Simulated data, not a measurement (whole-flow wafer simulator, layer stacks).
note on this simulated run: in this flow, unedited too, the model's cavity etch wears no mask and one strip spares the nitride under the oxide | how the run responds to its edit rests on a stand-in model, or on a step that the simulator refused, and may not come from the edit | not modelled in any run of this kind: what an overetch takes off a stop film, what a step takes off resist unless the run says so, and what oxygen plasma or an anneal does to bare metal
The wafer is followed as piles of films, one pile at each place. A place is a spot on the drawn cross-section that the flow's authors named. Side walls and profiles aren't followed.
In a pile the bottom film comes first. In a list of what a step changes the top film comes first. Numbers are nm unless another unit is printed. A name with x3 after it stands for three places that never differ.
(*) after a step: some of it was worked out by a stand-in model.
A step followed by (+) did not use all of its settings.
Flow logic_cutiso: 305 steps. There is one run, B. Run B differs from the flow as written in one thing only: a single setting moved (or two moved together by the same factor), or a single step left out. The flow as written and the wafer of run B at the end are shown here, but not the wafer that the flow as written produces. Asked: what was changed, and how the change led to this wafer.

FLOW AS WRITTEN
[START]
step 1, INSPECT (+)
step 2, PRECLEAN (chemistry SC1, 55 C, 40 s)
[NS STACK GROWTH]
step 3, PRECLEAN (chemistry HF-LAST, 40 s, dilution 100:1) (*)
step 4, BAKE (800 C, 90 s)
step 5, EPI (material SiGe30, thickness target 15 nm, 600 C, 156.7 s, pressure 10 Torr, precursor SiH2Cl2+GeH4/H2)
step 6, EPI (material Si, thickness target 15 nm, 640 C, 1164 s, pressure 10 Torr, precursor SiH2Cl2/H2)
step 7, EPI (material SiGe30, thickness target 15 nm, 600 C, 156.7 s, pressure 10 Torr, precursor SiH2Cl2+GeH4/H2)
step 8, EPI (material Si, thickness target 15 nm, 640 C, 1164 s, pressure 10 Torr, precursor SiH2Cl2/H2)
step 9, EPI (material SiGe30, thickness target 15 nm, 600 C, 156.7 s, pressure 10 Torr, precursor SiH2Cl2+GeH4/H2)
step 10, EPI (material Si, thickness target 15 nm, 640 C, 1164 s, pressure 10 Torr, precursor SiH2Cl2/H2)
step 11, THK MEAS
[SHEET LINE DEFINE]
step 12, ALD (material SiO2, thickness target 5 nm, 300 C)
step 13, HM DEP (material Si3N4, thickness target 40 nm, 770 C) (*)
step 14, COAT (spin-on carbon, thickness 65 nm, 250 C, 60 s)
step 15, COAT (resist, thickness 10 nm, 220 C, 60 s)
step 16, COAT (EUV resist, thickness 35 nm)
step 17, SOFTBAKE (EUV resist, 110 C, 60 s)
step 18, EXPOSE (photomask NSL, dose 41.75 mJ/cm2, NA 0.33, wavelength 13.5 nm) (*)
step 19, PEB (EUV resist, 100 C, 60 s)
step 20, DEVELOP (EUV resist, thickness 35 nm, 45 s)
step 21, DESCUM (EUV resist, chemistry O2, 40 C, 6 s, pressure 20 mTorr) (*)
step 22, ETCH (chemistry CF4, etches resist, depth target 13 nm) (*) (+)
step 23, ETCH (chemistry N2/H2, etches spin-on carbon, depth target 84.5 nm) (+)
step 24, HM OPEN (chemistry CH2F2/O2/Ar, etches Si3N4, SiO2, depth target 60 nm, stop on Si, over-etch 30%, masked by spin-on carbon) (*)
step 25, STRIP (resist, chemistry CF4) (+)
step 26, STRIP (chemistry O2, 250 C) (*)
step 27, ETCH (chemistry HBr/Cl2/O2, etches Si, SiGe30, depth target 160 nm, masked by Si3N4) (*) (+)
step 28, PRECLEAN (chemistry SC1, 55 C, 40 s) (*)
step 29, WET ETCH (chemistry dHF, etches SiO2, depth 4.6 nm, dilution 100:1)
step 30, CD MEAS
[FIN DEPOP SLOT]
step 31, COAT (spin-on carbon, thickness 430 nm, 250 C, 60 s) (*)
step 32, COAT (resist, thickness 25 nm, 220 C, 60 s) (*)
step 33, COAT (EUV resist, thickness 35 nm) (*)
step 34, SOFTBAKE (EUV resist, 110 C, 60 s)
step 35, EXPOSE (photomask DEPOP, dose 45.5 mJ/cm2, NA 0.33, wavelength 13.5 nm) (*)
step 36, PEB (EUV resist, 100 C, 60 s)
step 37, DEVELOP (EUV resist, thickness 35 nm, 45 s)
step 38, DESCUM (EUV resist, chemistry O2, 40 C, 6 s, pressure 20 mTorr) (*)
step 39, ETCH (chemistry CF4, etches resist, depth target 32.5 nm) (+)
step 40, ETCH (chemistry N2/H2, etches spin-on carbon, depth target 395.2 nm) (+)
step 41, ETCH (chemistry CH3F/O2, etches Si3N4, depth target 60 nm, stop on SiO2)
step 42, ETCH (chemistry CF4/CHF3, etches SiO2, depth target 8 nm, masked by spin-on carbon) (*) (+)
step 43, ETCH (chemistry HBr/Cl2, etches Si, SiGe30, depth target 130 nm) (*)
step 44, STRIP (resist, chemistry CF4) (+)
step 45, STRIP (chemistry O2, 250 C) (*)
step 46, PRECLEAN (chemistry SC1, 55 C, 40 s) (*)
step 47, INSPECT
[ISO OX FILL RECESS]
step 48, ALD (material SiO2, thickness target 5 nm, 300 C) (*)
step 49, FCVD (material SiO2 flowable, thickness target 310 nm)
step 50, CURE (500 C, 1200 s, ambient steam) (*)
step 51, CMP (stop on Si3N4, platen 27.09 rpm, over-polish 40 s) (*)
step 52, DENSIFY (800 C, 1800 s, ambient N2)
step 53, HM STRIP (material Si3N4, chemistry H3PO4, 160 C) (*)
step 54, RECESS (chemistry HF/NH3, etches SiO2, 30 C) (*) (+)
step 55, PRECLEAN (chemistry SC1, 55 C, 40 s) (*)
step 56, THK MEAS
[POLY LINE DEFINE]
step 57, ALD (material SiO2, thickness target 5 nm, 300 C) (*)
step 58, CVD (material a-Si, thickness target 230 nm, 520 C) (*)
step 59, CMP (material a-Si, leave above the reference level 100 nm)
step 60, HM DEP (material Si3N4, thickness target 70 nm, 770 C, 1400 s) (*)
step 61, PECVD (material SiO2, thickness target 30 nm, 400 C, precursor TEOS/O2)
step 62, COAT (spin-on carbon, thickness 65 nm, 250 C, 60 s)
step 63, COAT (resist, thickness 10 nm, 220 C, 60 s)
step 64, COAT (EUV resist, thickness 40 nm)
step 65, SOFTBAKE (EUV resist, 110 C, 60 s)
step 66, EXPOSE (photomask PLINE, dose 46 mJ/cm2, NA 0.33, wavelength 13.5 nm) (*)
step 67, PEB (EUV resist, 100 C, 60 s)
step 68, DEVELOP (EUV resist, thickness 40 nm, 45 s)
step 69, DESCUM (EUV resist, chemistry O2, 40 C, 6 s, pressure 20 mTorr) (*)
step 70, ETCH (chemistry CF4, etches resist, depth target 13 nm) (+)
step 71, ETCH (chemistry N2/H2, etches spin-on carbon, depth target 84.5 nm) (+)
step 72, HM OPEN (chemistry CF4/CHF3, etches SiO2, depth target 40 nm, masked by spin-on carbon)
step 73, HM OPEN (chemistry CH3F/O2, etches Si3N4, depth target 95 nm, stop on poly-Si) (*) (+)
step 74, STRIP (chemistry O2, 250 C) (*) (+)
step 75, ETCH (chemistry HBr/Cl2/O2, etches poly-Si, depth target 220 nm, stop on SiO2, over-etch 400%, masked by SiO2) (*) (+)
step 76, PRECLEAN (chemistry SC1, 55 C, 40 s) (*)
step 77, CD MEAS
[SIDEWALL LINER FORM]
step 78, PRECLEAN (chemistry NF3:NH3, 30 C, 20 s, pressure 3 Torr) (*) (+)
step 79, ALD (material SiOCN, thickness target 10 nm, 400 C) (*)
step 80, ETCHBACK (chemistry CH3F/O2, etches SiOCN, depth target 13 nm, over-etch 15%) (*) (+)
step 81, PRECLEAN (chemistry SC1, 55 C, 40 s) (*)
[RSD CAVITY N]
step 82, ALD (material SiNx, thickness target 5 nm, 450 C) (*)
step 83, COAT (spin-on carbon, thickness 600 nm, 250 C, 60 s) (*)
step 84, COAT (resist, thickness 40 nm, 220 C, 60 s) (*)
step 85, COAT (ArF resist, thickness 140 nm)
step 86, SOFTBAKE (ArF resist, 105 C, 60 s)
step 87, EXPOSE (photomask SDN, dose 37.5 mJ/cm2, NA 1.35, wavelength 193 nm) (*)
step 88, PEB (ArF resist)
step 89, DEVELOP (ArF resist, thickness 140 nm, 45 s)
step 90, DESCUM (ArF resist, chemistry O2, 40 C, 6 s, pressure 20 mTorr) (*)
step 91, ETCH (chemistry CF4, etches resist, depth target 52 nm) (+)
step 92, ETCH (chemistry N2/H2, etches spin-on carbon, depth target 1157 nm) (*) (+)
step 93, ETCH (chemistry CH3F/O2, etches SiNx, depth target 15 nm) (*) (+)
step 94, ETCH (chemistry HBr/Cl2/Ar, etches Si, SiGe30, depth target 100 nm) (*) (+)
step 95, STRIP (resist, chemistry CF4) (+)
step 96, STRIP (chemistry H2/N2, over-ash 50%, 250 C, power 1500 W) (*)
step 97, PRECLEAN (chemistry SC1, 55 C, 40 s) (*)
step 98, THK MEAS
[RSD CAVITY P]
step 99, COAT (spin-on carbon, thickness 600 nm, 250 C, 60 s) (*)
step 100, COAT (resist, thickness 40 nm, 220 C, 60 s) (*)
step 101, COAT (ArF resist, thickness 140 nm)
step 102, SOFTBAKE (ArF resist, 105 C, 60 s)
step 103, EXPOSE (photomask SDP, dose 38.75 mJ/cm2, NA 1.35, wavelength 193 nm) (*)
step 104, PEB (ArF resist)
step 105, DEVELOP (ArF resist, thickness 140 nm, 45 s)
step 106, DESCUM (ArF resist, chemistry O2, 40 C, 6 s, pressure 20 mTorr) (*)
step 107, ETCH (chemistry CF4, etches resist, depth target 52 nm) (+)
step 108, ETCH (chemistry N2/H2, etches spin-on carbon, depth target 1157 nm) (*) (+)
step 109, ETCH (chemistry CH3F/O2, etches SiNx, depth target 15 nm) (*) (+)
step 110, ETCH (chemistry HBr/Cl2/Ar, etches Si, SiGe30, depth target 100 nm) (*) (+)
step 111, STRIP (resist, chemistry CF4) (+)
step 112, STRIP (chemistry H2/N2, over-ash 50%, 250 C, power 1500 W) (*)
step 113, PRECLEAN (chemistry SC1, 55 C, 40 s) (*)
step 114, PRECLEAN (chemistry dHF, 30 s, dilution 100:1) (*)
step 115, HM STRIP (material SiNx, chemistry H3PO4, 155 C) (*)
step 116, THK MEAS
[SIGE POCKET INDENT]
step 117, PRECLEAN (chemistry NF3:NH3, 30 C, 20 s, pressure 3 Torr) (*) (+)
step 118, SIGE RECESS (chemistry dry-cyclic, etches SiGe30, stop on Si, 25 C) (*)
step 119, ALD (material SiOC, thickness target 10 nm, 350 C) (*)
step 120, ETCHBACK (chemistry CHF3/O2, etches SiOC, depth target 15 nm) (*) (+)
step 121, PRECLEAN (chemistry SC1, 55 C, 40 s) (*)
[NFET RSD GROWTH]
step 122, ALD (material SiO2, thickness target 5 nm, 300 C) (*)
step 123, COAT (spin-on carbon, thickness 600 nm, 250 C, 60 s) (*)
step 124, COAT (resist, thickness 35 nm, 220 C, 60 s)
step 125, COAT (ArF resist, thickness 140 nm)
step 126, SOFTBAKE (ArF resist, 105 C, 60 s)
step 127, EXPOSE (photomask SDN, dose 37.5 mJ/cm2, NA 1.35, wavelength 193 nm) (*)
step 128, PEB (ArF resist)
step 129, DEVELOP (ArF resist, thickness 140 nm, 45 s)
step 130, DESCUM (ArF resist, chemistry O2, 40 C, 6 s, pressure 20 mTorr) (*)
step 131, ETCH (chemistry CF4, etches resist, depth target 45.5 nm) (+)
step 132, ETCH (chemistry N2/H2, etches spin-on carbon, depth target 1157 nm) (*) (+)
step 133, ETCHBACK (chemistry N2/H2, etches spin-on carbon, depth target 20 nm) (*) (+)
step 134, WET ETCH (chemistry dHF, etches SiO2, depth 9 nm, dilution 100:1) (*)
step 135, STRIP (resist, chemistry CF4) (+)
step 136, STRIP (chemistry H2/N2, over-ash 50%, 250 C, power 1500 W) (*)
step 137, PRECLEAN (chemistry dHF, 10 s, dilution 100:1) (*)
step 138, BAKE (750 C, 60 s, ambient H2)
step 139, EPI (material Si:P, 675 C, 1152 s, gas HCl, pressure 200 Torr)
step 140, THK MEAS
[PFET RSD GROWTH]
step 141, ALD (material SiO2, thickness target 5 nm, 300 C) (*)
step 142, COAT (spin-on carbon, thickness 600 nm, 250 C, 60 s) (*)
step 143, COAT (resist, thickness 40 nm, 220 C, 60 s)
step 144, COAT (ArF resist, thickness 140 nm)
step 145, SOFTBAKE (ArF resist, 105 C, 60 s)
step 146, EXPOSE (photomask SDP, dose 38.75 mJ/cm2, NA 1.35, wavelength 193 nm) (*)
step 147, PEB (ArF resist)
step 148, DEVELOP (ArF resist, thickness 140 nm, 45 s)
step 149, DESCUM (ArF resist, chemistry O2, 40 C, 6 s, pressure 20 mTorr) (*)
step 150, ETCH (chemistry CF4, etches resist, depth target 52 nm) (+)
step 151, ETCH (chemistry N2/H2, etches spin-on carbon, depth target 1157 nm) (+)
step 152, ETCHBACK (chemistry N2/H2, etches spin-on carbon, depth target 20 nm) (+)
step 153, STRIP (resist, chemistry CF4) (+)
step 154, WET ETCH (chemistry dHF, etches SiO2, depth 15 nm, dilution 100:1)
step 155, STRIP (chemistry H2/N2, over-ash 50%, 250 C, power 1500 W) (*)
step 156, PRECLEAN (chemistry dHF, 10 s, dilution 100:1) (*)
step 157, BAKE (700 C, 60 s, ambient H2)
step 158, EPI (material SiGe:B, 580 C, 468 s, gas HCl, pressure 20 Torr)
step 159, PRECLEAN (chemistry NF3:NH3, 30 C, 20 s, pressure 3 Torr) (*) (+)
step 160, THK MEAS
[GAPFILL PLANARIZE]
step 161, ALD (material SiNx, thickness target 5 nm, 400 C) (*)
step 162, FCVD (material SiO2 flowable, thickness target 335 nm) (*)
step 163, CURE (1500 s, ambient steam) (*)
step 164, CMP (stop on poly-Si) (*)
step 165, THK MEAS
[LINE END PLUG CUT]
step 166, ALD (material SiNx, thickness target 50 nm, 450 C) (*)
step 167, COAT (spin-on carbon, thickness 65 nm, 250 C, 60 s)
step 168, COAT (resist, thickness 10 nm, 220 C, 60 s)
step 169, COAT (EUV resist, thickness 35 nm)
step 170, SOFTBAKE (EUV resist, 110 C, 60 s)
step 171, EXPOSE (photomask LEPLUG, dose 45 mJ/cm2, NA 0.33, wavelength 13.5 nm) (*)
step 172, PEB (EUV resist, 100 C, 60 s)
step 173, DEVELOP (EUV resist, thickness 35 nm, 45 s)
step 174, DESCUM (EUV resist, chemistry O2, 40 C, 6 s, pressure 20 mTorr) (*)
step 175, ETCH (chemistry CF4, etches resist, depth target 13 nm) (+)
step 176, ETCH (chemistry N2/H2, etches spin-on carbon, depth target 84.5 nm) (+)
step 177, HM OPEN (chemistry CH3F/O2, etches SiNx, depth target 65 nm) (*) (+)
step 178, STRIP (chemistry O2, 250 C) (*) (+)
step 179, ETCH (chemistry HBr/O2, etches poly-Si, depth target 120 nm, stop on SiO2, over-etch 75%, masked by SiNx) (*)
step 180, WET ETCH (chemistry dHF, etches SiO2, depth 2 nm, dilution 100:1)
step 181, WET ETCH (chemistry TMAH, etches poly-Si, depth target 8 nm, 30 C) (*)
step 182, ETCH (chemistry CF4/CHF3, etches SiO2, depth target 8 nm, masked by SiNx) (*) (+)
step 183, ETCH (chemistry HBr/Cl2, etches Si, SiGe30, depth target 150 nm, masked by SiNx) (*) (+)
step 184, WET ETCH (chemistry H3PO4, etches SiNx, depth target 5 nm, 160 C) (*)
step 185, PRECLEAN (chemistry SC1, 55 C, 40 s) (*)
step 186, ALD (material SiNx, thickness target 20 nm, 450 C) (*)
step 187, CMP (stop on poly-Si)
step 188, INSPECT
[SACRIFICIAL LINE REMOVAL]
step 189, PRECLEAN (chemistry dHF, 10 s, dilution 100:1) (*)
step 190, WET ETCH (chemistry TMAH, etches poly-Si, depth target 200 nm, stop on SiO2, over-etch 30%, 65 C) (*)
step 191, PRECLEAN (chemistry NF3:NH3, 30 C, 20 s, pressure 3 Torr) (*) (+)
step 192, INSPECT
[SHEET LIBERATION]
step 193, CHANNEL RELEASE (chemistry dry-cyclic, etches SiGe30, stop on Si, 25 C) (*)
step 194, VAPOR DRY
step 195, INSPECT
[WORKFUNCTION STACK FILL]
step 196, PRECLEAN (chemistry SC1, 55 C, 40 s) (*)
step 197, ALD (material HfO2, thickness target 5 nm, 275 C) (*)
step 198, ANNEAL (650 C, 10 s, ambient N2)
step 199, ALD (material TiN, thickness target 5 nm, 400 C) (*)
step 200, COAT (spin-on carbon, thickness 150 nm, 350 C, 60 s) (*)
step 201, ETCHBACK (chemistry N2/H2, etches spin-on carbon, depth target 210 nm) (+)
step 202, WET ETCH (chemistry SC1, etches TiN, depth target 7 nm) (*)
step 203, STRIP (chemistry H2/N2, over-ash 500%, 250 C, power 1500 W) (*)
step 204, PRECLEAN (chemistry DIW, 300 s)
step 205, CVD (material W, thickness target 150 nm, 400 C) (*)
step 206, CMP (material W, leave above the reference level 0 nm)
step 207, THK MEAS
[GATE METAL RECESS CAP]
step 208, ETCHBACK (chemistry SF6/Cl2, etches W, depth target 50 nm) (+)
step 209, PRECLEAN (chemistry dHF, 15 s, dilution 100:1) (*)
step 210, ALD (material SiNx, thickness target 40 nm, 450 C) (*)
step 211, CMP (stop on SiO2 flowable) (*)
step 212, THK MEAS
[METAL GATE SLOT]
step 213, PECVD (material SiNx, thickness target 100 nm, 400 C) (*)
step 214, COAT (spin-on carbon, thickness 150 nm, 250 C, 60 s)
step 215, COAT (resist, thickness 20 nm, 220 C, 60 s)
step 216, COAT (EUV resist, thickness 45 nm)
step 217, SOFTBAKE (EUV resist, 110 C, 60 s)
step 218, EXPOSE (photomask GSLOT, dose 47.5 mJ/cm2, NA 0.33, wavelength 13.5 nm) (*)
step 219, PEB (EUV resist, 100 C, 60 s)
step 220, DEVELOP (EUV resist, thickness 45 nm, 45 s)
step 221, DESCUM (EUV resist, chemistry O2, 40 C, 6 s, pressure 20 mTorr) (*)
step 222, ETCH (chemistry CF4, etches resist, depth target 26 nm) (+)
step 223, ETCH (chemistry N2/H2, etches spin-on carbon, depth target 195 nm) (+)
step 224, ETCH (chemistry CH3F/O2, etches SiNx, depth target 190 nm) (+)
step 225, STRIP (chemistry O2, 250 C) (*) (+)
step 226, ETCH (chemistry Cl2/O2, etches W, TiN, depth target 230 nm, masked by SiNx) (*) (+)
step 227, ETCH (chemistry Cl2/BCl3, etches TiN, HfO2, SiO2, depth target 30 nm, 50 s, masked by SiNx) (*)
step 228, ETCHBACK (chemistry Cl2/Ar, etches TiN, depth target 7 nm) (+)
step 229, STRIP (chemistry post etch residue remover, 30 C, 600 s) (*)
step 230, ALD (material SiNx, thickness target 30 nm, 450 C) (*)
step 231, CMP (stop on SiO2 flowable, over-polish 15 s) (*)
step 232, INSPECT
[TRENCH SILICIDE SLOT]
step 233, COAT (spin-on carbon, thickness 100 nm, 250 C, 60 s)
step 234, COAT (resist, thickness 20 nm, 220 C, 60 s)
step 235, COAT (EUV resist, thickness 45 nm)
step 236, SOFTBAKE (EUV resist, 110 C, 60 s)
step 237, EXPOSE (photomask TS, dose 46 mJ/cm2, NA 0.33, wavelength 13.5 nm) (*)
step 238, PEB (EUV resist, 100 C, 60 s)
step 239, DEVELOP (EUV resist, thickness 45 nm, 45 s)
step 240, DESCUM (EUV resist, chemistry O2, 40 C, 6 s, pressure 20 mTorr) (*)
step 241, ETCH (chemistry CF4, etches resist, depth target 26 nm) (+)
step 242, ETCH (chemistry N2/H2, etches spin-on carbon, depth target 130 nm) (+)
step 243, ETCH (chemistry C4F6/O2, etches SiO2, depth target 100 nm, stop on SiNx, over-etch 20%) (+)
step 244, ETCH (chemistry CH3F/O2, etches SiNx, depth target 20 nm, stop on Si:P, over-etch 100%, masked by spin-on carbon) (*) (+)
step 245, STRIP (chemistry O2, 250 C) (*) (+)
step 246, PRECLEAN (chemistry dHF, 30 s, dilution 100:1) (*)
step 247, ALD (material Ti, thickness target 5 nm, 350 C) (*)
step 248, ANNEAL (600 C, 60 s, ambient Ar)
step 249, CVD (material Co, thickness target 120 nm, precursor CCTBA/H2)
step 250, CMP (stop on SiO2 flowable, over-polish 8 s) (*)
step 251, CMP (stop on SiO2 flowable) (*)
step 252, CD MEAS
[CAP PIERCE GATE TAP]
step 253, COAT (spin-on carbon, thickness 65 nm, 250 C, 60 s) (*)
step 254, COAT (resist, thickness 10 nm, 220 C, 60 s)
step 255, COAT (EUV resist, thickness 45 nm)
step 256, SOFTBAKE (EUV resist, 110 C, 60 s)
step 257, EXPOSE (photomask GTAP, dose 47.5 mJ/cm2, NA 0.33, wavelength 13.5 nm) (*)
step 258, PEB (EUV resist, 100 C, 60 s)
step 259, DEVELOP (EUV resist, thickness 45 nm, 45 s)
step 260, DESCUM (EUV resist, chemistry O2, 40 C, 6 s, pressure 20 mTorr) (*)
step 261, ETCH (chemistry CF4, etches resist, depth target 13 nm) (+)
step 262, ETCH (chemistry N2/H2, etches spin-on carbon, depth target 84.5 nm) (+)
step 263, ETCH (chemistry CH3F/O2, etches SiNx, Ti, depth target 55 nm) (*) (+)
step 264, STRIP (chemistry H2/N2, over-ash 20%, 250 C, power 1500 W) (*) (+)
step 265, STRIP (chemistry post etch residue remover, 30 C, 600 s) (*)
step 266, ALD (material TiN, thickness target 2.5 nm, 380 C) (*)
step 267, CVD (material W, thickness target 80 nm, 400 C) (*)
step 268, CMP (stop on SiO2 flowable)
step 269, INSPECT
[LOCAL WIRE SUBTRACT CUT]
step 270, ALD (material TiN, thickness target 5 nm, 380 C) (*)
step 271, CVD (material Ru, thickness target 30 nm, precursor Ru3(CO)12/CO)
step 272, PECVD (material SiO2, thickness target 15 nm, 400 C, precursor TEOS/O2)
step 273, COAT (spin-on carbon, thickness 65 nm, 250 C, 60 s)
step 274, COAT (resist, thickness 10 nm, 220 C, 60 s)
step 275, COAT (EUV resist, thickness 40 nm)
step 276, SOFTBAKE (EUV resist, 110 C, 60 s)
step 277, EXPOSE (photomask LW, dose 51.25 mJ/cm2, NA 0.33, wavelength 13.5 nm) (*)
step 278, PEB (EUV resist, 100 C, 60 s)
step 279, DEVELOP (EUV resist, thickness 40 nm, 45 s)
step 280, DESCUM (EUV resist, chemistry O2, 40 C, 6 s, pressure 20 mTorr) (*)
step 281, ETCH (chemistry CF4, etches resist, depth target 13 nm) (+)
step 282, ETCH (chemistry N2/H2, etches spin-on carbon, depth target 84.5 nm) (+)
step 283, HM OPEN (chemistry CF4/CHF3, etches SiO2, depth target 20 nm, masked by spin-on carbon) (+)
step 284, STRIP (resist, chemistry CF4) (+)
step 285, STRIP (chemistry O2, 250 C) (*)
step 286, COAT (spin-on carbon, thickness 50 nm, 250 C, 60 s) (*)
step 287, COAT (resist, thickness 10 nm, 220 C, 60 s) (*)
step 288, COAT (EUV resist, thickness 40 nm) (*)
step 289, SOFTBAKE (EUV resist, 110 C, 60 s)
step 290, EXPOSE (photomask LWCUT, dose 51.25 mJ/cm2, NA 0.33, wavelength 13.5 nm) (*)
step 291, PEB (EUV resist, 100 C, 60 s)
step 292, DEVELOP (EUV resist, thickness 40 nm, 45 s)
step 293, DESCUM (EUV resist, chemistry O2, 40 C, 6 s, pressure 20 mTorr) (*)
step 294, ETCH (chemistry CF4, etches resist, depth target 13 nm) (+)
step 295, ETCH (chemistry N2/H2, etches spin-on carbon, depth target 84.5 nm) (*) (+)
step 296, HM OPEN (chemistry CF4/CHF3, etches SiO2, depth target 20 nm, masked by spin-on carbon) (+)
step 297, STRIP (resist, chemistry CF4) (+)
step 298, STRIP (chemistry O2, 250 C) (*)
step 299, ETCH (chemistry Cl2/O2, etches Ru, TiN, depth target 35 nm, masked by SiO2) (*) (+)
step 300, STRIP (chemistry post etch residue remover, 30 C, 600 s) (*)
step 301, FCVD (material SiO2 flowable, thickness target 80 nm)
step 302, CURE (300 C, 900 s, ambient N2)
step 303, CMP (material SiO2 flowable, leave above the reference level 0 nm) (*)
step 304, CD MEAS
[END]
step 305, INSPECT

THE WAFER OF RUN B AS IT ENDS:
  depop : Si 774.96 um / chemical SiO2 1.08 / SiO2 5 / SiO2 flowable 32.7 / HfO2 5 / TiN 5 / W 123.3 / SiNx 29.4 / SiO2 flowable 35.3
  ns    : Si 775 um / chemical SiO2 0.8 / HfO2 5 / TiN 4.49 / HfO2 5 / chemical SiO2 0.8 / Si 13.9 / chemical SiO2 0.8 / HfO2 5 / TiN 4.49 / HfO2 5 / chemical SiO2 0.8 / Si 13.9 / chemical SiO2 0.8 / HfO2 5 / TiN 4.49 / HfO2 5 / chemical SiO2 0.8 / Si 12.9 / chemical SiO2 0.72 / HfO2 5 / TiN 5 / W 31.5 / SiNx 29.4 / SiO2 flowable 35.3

The reason: step 201, ETCHBACK: chemistry N2/H2, etches spin-on carbon, depth target 210 nm (+), was not run.

The path from the change to this, step by step:
  step 202, WET ETCH (chemistry SC1, etches TiN, depth target 7 nm) (*)
      depop, dpovl, iso and 12 more: spin-on carbon loses 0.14 (it would be, as written: TiN loses 5 (all of it))
  step 203, STRIP (chemistry H2/N2, over-ash 500%, 250 C, power 1500 W) (*)
      depop, dpovl: spin-on carbon loses 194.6 (all of it) (it would be, as written: nothing)
      lnr, lnrp: spin-on carbon loses 133.8 (all of it) (it would be, as written: nothing)
      (as well as at 18 more places)
  step 206, CMP (material W, leave above the reference level 0 nm)
      lnr, lnri, lnrp, lnrt: W loses 150 (all of it), TiN loses 5 (all of it), HfO2 loses 5 (all of it), SiOCN loses 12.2 (it would be, as written: W loses 150 (all of it), HfO2 loses 5 (all of it), SiOCN loses 12.2)
      rsdn, rsdp, rsdw, rsdx: W loses 162.2 (all of it), TiN loses 5 (all of it), HfO2 loses 5 (all of it) (it would be, as written: W loses 162.2 (all of it), HfO2 loses 5 (all of it))
      (as well as at 14 more places)
